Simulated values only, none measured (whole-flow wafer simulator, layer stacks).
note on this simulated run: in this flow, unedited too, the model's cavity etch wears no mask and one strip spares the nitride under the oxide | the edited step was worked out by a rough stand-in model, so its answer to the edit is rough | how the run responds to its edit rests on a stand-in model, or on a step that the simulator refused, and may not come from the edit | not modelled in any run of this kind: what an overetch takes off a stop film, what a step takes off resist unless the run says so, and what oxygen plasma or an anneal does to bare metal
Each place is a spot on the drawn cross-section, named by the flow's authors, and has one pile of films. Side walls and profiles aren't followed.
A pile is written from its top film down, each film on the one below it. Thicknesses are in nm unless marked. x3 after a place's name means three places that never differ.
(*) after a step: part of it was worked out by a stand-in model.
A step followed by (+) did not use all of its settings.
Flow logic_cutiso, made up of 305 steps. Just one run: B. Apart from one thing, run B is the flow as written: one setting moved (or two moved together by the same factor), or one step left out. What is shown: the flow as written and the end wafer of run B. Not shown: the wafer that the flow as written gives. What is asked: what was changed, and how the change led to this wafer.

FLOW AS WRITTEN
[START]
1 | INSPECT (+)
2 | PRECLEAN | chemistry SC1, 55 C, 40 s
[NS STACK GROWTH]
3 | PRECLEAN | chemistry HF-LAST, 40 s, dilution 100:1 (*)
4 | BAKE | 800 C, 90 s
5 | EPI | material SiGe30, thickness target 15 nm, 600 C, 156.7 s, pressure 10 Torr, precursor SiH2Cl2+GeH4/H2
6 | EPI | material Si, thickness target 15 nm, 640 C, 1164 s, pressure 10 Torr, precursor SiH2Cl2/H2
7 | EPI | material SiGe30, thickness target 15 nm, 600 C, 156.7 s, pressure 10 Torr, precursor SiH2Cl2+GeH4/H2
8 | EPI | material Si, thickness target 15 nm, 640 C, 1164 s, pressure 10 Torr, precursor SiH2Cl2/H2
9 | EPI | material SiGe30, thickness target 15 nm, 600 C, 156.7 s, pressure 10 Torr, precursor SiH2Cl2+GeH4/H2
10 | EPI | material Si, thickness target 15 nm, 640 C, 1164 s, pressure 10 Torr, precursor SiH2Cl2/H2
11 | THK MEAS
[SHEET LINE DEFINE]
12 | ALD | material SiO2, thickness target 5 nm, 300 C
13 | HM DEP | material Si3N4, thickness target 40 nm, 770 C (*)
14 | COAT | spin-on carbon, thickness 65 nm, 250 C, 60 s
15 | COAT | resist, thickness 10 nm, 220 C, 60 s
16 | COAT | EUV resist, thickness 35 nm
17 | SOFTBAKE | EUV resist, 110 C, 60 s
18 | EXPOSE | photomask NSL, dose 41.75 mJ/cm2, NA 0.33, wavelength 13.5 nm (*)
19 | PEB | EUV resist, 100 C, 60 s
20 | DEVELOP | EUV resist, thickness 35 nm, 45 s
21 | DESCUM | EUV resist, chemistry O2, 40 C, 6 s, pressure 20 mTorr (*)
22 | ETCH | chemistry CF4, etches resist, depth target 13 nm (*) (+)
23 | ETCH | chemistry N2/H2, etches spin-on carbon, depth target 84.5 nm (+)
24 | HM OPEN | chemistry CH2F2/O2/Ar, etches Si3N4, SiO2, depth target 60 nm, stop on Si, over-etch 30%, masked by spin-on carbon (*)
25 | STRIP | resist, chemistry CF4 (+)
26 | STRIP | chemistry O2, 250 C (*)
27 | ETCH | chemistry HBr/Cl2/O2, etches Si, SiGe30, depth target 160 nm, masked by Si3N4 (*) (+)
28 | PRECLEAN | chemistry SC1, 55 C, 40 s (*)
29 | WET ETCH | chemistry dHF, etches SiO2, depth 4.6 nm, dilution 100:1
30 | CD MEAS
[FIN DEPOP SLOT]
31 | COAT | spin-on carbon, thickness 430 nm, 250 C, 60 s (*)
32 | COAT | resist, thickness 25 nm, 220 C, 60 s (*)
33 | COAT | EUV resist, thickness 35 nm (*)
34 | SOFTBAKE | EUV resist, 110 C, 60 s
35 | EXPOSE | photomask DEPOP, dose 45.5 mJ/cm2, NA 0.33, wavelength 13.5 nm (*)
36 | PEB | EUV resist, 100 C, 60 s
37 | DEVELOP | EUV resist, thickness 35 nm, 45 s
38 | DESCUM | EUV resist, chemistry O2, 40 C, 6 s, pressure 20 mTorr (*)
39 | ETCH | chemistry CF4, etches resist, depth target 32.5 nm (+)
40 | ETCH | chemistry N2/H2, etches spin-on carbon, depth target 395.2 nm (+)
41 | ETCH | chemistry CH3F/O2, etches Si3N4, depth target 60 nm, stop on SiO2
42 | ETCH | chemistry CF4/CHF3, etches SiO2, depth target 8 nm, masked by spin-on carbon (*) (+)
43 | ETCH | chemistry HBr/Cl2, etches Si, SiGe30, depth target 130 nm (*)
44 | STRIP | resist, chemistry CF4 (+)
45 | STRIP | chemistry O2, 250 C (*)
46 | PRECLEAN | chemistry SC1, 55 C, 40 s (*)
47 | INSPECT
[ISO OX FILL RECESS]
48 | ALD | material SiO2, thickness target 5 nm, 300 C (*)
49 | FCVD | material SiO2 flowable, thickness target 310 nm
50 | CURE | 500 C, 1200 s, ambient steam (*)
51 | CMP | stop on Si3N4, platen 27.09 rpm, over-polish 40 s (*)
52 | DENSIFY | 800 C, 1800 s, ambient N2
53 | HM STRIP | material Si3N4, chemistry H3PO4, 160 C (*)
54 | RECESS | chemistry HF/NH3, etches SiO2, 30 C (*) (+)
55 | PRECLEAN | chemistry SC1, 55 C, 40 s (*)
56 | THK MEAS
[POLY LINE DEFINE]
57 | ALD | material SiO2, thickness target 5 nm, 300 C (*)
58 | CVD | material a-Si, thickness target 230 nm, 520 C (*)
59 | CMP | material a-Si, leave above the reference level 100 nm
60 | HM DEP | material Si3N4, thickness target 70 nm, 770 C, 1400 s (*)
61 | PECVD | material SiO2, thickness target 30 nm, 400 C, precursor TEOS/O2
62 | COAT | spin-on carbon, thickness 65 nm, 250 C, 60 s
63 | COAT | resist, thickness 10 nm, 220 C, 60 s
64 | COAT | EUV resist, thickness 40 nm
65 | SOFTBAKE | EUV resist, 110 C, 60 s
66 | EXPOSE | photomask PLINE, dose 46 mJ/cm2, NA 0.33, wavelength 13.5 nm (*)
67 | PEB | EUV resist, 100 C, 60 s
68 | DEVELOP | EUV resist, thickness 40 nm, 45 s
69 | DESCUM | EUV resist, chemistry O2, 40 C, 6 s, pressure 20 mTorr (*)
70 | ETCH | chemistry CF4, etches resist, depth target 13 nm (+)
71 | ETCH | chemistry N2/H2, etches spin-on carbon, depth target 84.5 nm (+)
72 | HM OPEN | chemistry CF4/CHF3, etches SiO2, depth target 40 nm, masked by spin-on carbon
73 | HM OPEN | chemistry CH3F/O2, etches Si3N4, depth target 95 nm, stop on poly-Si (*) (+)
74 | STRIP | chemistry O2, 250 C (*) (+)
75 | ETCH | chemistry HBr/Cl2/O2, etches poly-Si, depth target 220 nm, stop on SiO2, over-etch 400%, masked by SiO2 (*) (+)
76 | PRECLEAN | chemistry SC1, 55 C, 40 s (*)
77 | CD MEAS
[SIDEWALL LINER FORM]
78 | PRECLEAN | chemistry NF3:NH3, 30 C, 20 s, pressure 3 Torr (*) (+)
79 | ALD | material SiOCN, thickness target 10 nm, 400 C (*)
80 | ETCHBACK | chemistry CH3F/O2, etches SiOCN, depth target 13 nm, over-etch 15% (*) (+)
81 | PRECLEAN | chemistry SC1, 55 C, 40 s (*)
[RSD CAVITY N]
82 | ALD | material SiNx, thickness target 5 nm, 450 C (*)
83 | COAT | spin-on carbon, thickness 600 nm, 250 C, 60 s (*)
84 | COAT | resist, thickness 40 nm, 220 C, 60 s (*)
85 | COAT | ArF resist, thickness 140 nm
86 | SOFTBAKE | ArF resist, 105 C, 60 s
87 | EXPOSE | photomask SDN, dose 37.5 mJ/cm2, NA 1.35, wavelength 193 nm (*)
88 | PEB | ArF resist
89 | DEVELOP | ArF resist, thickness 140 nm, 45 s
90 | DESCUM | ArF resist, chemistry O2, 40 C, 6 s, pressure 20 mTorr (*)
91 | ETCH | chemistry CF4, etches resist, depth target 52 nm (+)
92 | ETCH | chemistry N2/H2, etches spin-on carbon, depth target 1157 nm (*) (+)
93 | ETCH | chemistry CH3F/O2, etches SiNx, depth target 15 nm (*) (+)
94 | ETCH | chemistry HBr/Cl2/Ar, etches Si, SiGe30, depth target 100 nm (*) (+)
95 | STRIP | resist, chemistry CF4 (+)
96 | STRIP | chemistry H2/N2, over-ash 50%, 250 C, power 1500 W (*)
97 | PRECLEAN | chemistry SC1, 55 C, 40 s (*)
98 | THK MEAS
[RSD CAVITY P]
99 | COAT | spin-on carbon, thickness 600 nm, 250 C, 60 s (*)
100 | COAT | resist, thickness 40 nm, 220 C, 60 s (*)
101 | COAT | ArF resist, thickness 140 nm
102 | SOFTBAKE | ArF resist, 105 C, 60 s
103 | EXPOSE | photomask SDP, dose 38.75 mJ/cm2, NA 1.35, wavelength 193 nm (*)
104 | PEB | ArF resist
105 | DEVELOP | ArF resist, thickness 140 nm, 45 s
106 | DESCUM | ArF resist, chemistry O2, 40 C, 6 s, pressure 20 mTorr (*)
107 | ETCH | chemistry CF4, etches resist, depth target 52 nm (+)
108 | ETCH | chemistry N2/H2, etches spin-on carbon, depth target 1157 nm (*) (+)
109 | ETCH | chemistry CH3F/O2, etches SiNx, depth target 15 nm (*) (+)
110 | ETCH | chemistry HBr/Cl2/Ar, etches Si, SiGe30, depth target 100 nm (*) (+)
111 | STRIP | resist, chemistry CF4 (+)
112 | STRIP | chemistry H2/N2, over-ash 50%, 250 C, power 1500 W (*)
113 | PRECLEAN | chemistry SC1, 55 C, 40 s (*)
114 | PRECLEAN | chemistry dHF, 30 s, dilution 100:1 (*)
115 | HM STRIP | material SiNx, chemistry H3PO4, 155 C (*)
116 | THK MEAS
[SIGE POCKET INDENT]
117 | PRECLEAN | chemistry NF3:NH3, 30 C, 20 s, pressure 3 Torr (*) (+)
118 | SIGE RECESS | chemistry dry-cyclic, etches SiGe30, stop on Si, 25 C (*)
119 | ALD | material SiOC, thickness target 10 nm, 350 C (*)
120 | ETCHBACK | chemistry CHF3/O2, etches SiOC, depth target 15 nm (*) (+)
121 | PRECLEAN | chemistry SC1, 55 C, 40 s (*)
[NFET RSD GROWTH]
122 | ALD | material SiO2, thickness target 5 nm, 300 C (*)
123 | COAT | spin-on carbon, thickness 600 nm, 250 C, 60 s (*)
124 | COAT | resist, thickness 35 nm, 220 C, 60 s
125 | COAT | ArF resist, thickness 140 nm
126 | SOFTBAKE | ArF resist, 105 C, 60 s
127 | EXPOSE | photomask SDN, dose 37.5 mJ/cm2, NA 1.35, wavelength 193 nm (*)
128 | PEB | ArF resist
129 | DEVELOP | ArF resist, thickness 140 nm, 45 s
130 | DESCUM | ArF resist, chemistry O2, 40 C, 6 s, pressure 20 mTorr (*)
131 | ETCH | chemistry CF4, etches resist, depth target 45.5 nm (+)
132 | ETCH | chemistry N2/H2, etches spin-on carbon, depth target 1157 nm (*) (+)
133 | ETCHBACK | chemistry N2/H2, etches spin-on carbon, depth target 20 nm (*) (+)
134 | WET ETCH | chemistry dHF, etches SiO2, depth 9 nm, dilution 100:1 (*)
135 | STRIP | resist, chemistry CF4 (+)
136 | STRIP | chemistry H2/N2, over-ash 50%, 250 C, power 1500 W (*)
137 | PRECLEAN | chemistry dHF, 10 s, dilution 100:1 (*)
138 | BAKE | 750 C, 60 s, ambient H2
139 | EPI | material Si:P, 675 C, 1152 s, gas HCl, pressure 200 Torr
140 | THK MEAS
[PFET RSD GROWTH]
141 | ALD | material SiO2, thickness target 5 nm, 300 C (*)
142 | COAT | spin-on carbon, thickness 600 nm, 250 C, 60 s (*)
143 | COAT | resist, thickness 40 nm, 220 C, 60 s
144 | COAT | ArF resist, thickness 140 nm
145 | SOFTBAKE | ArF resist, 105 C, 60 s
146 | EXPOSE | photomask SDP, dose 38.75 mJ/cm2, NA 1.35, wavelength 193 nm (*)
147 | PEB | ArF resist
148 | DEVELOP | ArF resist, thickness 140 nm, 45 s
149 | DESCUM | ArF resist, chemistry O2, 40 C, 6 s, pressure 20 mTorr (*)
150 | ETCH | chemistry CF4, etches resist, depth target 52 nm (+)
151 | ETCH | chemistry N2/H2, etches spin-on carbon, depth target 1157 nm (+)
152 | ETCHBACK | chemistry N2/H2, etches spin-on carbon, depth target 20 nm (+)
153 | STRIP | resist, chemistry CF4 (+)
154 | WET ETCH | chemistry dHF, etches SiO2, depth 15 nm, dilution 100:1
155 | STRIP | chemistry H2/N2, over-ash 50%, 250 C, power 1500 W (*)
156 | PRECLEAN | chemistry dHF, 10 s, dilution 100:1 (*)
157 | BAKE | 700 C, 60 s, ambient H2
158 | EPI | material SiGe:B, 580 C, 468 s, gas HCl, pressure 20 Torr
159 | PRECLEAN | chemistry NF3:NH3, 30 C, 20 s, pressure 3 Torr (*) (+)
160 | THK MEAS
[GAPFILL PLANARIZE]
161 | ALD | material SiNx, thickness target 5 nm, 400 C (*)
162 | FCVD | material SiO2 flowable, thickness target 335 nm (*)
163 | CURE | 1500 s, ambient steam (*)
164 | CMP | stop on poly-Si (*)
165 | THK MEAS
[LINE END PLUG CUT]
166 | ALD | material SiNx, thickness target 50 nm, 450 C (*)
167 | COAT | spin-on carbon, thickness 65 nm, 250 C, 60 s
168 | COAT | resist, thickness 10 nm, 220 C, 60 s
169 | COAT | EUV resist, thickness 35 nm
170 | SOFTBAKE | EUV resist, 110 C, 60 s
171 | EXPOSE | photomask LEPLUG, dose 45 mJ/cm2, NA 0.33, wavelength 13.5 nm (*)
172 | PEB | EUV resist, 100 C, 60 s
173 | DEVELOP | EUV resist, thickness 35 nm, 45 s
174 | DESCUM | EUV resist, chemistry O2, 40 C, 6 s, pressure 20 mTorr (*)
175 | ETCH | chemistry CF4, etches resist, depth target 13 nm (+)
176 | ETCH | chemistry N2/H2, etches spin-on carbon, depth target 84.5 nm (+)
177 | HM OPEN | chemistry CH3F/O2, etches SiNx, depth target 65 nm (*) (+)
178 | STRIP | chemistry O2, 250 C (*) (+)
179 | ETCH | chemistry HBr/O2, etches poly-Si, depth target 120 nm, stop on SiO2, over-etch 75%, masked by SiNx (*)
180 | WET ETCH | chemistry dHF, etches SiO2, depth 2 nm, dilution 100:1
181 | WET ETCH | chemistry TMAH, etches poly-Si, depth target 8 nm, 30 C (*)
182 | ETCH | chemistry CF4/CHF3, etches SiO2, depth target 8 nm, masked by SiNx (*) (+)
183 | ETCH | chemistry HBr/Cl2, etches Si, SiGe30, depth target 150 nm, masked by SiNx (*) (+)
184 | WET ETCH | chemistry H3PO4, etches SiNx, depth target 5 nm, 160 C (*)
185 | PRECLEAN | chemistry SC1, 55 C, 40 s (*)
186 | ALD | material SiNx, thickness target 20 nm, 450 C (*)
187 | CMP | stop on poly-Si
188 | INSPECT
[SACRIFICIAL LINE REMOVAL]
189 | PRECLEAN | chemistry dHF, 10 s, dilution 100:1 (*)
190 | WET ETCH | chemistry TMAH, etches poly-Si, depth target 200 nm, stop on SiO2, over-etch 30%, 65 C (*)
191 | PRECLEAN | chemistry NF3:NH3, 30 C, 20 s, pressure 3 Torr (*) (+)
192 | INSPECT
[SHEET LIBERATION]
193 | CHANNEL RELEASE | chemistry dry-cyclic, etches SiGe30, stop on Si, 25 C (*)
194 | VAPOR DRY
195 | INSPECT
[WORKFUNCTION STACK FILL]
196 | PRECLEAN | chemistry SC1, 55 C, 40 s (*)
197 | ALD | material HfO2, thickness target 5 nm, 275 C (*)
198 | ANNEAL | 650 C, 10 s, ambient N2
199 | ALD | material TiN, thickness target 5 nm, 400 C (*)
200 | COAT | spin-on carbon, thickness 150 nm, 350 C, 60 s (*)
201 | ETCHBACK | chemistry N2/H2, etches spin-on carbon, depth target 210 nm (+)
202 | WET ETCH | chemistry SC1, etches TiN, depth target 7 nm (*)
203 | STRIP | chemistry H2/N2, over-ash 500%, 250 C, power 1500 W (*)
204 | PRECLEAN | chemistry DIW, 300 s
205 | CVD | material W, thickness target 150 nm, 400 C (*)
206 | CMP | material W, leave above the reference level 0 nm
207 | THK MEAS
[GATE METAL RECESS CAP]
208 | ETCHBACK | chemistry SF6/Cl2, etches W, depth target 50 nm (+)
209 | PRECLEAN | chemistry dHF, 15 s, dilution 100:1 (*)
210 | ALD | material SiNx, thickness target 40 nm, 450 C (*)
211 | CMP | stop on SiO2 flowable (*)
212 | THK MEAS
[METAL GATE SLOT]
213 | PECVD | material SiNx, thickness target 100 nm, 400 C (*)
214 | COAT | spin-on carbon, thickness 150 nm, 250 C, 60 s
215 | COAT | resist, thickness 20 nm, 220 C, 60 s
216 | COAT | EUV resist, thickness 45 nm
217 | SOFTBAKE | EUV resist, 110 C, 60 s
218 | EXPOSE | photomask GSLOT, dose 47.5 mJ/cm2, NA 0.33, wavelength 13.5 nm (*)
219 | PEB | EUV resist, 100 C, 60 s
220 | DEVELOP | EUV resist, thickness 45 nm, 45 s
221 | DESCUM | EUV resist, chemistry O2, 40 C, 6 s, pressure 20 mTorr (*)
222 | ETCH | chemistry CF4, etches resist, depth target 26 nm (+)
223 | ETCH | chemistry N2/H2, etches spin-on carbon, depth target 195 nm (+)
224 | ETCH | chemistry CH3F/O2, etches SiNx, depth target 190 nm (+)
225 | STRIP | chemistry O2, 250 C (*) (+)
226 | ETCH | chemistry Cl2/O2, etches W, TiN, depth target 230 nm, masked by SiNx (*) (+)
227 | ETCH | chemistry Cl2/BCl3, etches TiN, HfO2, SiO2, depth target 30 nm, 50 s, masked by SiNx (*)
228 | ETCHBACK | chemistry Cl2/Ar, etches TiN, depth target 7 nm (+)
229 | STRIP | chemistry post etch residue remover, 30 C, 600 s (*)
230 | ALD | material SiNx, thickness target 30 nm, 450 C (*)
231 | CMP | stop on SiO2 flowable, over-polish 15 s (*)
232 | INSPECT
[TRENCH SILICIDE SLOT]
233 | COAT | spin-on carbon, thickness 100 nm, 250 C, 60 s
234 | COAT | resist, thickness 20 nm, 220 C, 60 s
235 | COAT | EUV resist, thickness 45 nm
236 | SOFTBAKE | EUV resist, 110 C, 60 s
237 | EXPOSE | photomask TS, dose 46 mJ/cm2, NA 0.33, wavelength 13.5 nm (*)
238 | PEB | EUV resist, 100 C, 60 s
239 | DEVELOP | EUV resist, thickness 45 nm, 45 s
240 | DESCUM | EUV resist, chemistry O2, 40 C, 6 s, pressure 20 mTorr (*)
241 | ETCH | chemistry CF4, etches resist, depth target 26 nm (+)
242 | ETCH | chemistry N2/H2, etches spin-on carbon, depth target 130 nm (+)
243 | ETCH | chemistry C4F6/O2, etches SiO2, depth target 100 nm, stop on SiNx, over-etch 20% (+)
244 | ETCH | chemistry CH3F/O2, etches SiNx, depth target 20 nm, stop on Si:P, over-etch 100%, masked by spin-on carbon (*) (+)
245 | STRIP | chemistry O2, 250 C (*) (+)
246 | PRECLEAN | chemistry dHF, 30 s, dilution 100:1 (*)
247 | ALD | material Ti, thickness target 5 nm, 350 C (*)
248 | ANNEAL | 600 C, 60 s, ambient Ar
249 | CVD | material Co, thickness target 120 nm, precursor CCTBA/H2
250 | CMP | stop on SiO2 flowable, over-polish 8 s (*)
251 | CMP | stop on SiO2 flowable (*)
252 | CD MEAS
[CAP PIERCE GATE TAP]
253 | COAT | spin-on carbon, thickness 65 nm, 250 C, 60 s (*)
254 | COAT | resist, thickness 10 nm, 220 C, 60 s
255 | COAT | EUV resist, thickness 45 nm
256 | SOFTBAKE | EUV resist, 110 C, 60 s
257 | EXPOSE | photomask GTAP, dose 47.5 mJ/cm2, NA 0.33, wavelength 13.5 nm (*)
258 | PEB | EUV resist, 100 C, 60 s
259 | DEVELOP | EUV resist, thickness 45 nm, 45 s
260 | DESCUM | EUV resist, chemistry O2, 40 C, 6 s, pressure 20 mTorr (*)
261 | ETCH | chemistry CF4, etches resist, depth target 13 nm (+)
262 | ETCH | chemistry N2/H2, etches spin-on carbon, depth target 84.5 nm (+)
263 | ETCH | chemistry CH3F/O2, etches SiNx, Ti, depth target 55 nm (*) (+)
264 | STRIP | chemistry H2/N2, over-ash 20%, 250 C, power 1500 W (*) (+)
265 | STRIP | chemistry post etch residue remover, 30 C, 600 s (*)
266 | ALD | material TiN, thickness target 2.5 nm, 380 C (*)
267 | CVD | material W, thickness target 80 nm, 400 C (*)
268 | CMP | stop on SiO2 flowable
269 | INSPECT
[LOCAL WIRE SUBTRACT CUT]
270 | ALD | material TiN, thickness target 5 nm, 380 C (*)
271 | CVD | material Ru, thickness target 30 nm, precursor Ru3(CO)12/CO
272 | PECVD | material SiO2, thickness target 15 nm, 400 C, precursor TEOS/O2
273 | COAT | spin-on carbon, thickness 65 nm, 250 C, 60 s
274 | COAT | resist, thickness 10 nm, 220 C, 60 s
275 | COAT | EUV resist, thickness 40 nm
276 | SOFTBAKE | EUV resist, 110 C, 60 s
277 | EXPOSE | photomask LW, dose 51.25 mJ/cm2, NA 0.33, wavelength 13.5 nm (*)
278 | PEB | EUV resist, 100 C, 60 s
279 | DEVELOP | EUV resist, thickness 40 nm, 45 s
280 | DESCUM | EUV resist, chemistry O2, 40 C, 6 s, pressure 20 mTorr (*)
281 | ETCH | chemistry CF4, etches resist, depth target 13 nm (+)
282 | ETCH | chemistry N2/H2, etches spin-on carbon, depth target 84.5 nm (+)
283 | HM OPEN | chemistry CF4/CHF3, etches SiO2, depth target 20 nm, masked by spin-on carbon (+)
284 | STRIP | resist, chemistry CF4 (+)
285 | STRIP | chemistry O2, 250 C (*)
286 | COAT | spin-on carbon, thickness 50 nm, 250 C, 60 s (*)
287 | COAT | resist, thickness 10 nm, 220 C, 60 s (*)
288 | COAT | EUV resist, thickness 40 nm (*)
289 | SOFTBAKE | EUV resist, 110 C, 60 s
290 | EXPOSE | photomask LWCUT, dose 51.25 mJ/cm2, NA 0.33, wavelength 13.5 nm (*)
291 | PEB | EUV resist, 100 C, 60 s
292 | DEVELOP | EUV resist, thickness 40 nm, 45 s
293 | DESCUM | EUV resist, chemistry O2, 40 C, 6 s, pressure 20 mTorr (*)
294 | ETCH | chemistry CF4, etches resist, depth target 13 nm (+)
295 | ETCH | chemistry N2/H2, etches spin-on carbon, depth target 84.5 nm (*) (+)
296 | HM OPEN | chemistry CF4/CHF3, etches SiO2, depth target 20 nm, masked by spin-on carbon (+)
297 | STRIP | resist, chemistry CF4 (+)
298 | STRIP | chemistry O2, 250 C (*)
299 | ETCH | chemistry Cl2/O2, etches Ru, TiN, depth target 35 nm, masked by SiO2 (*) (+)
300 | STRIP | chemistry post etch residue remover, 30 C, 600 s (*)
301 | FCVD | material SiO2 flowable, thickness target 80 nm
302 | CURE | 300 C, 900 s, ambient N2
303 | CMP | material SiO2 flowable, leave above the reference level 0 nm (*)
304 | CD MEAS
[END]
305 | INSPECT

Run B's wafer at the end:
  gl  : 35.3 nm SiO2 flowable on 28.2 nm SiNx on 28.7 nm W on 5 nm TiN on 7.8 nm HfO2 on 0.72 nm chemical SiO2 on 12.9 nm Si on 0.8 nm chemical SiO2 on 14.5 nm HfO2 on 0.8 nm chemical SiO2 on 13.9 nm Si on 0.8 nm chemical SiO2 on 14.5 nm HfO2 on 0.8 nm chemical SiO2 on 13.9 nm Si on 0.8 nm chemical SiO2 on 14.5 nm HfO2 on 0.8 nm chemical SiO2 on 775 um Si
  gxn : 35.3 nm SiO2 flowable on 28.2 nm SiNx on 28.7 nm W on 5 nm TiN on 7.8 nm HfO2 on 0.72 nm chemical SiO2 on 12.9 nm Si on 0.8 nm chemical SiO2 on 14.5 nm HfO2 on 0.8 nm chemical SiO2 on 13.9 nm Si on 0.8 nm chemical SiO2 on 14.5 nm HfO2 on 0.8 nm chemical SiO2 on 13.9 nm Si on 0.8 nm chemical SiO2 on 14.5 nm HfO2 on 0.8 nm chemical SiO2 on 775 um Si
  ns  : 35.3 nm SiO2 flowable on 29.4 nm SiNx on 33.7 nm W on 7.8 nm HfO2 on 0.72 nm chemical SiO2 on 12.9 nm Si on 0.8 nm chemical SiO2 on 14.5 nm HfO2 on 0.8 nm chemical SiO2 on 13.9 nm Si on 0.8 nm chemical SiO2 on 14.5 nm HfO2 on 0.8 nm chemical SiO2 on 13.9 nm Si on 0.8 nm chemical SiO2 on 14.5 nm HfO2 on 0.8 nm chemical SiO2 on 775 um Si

The reason: step 197, ALD: thickness target 7.8 nm was run, whereas the flow has thickness target 5 nm.

The path from the change to this, step by step:
  197 | ALD | material HfO2, thickness target 5 nm, 275 C (*)
      gl, glp, gxn, gxp, ns, tap: +7.8 HfO2 (new film), +14.5 HfO2 (new film), -14.5 cavity (all of it), +14.5 HfO2 (new film), -14.5 cavity (all of it), +14.5 HfO2 (new film), -14.5 cavity (all of it) (in the flow as written it would be: +5 HfO2 (new film), +5 HfO2 (new film), -10 cavity, +5 HfO2 (new film), +5 HfO2 (new film), -10 cavity, +5 HfO2 (new film), +5 HfO2 (new film), -10 cavity, +5 HfO2 (new film))
      depop, dpovl, gfld and 12 more: +7.8 HfO2 (new film) (in the flow as written it would be: +5 HfO2 (new film))
      (also at 1 further place)
  199 | ALD | material TiN, thickness target 5 nm, 400 C (*)
      gl, glp, tap: +5 TiN (new film) (in the flow as written it would be: +5.26 TiN (new film), +4.49 TiN (new film), -4.49 cavity (all of it), +4.49 TiN (new film), -4.49 cavity (all of it), +4.49 TiN (new film), -4.49 cavity (all of it))
      gxn, gxp, ns: +5 TiN (new film) (in the flow as written it would be: +5 TiN (new film), +4.49 TiN (new film), -4.49 cavity (all of it), +4.49 TiN (new film), -4.49 cavity (all of it), +4.49 TiN (new film), -4.49 cavity (all of it))
      (also at 2 further places)
  200 | COAT | spin-on carbon, thickness 150 nm, 350 C, 60 s (*)
      gl, glp: +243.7 spin-on carbon (new film) (in the flow as written it would be: +236.9 spin-on carbon (new film))
      gxn, gxp: +243.6 spin-on carbon (new film) (in the flow as written it would be: +236.9 spin-on carbon (new film))
      (also at 18 further places)
  201 | ETCHBACK | chemistry N2/H2, etches spin-on carbon, depth target 210 nm (+)
      lnr, lnrp: -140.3 spin-on carbon (all of it) (in the flow as written it would be: -133.9 spin-on carbon (all of it))
      rsdn, rsdw: -152.3 spin-on carbon (all of it) (in the flow as written it would be: -145.8 spin-on carbon (all of it))
      (also at 11 further places)
  203 | STRIP | chemistry H2/N2, over-ash 500%, 250 C, power 1500 W (*)
      gl, glp: -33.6 spin-on carbon (all of it) (in the flow as written it would be: -26.7 spin-on carbon (all of it))
      gxn, gxp: -33.5 spin-on carbon (all of it) (in the flow as written it would be: -26.8 spin-on carbon (all of it))
      (also at 3 further places)
  205 | CVD | material W, thickness target 150 nm, 400 C (*)
      gxf: +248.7 W (new film) (in the flow as written it would be: +337.8 W (new film))
  206 | CMP | material W, leave above the reference level 0 nm
      lnr, lnri, lnrp, lnrt: -150 W (all of it), -7.8 HfO2 (all of it), -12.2 SiOCN (in the flow as written it would be: -150 W (all of it), -5 HfO2 (all of it), -12.2 SiOCN)
      rsdn, rsdp, rsdw, rsdx: -162.2 W (all of it), -7.8 HfO2 (all of it) (in the flow as written it would be: -162.2 W (all of it), -5 HfO2 (all of it))
      (also at 2 further places)
  226 | ETCH | chemistry Cl2/O2, etches W, TiN, depth target 230 nm, masked by SiNx (*) (+)
      depop, dpovl, gl and 18 more: -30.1 SiNx (in the flow as written it would be: -30.8 SiNx)
      gfld: -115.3 W (all of it), -5 TiN (all of it), -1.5 HfO2 (in the flow as written it would be: -115.4 W (all of it), -7.64 TiN (all of it), -1.54 HfO2)
  227 | ETCH | chemistry Cl2/BCl3, etches TiN, HfO2, SiO2, depth target 30 nm, 50 s, masked by SiNx (*)
      gfld: -6.3 HfO2 (all of it), -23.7 SiO2 flowable (in the flow as written it would be: -3.46 HfO2 (all of it), -26.5 SiO2 flowable)
If metal films that touch count as one body, gl has 1 body; the flow as written gives 4 bodies (between them, from the top down: HfO2 5 / chemical SiO2 0.72 / Si 12.9 / chemical SiO2 0.8 / HfO2 5; HfO2 5 / chemical SiO2 0.8 / Si 13.9 / chemical SiO2 0.8 / HfO2 5; HfO2 5 / chemical SiO2 0.8 / Si 13.9 / chemical SiO2 0.8 / HfO2 5).
If metal films that touch count as one body, gxn has 1 body; the flow as written gives 4 bodies (between them, from the top down: HfO2 5 / chemical SiO2 0.72 / Si 12.9 / chemical SiO2 0.8 / HfO2 5; HfO2 5 / chemical SiO2 0.8 / Si 13.9 / chemical SiO2 0.8 / HfO2 5; HfO2 5 / chemical SiO2 0.8 / Si 13.9 / chemical SiO2 0.8 / HfO2 5).
If metal films that touch count as one body, ns has 1 body; the flow as written gives 4 bodies (between them, from the top down: HfO2 5 / chemical SiO2 0.72 / Si 12.9 / chemical SiO2 0.8 / HfO2 5; HfO2 5 / chemical SiO2 0.8 / Si 13.9 / chemical SiO2 0.8 / HfO2 5; HfO2 5 / chemical SiO2 0.8 / Si 13.9 / chemical SiO2 0.8 / HfO2 5).
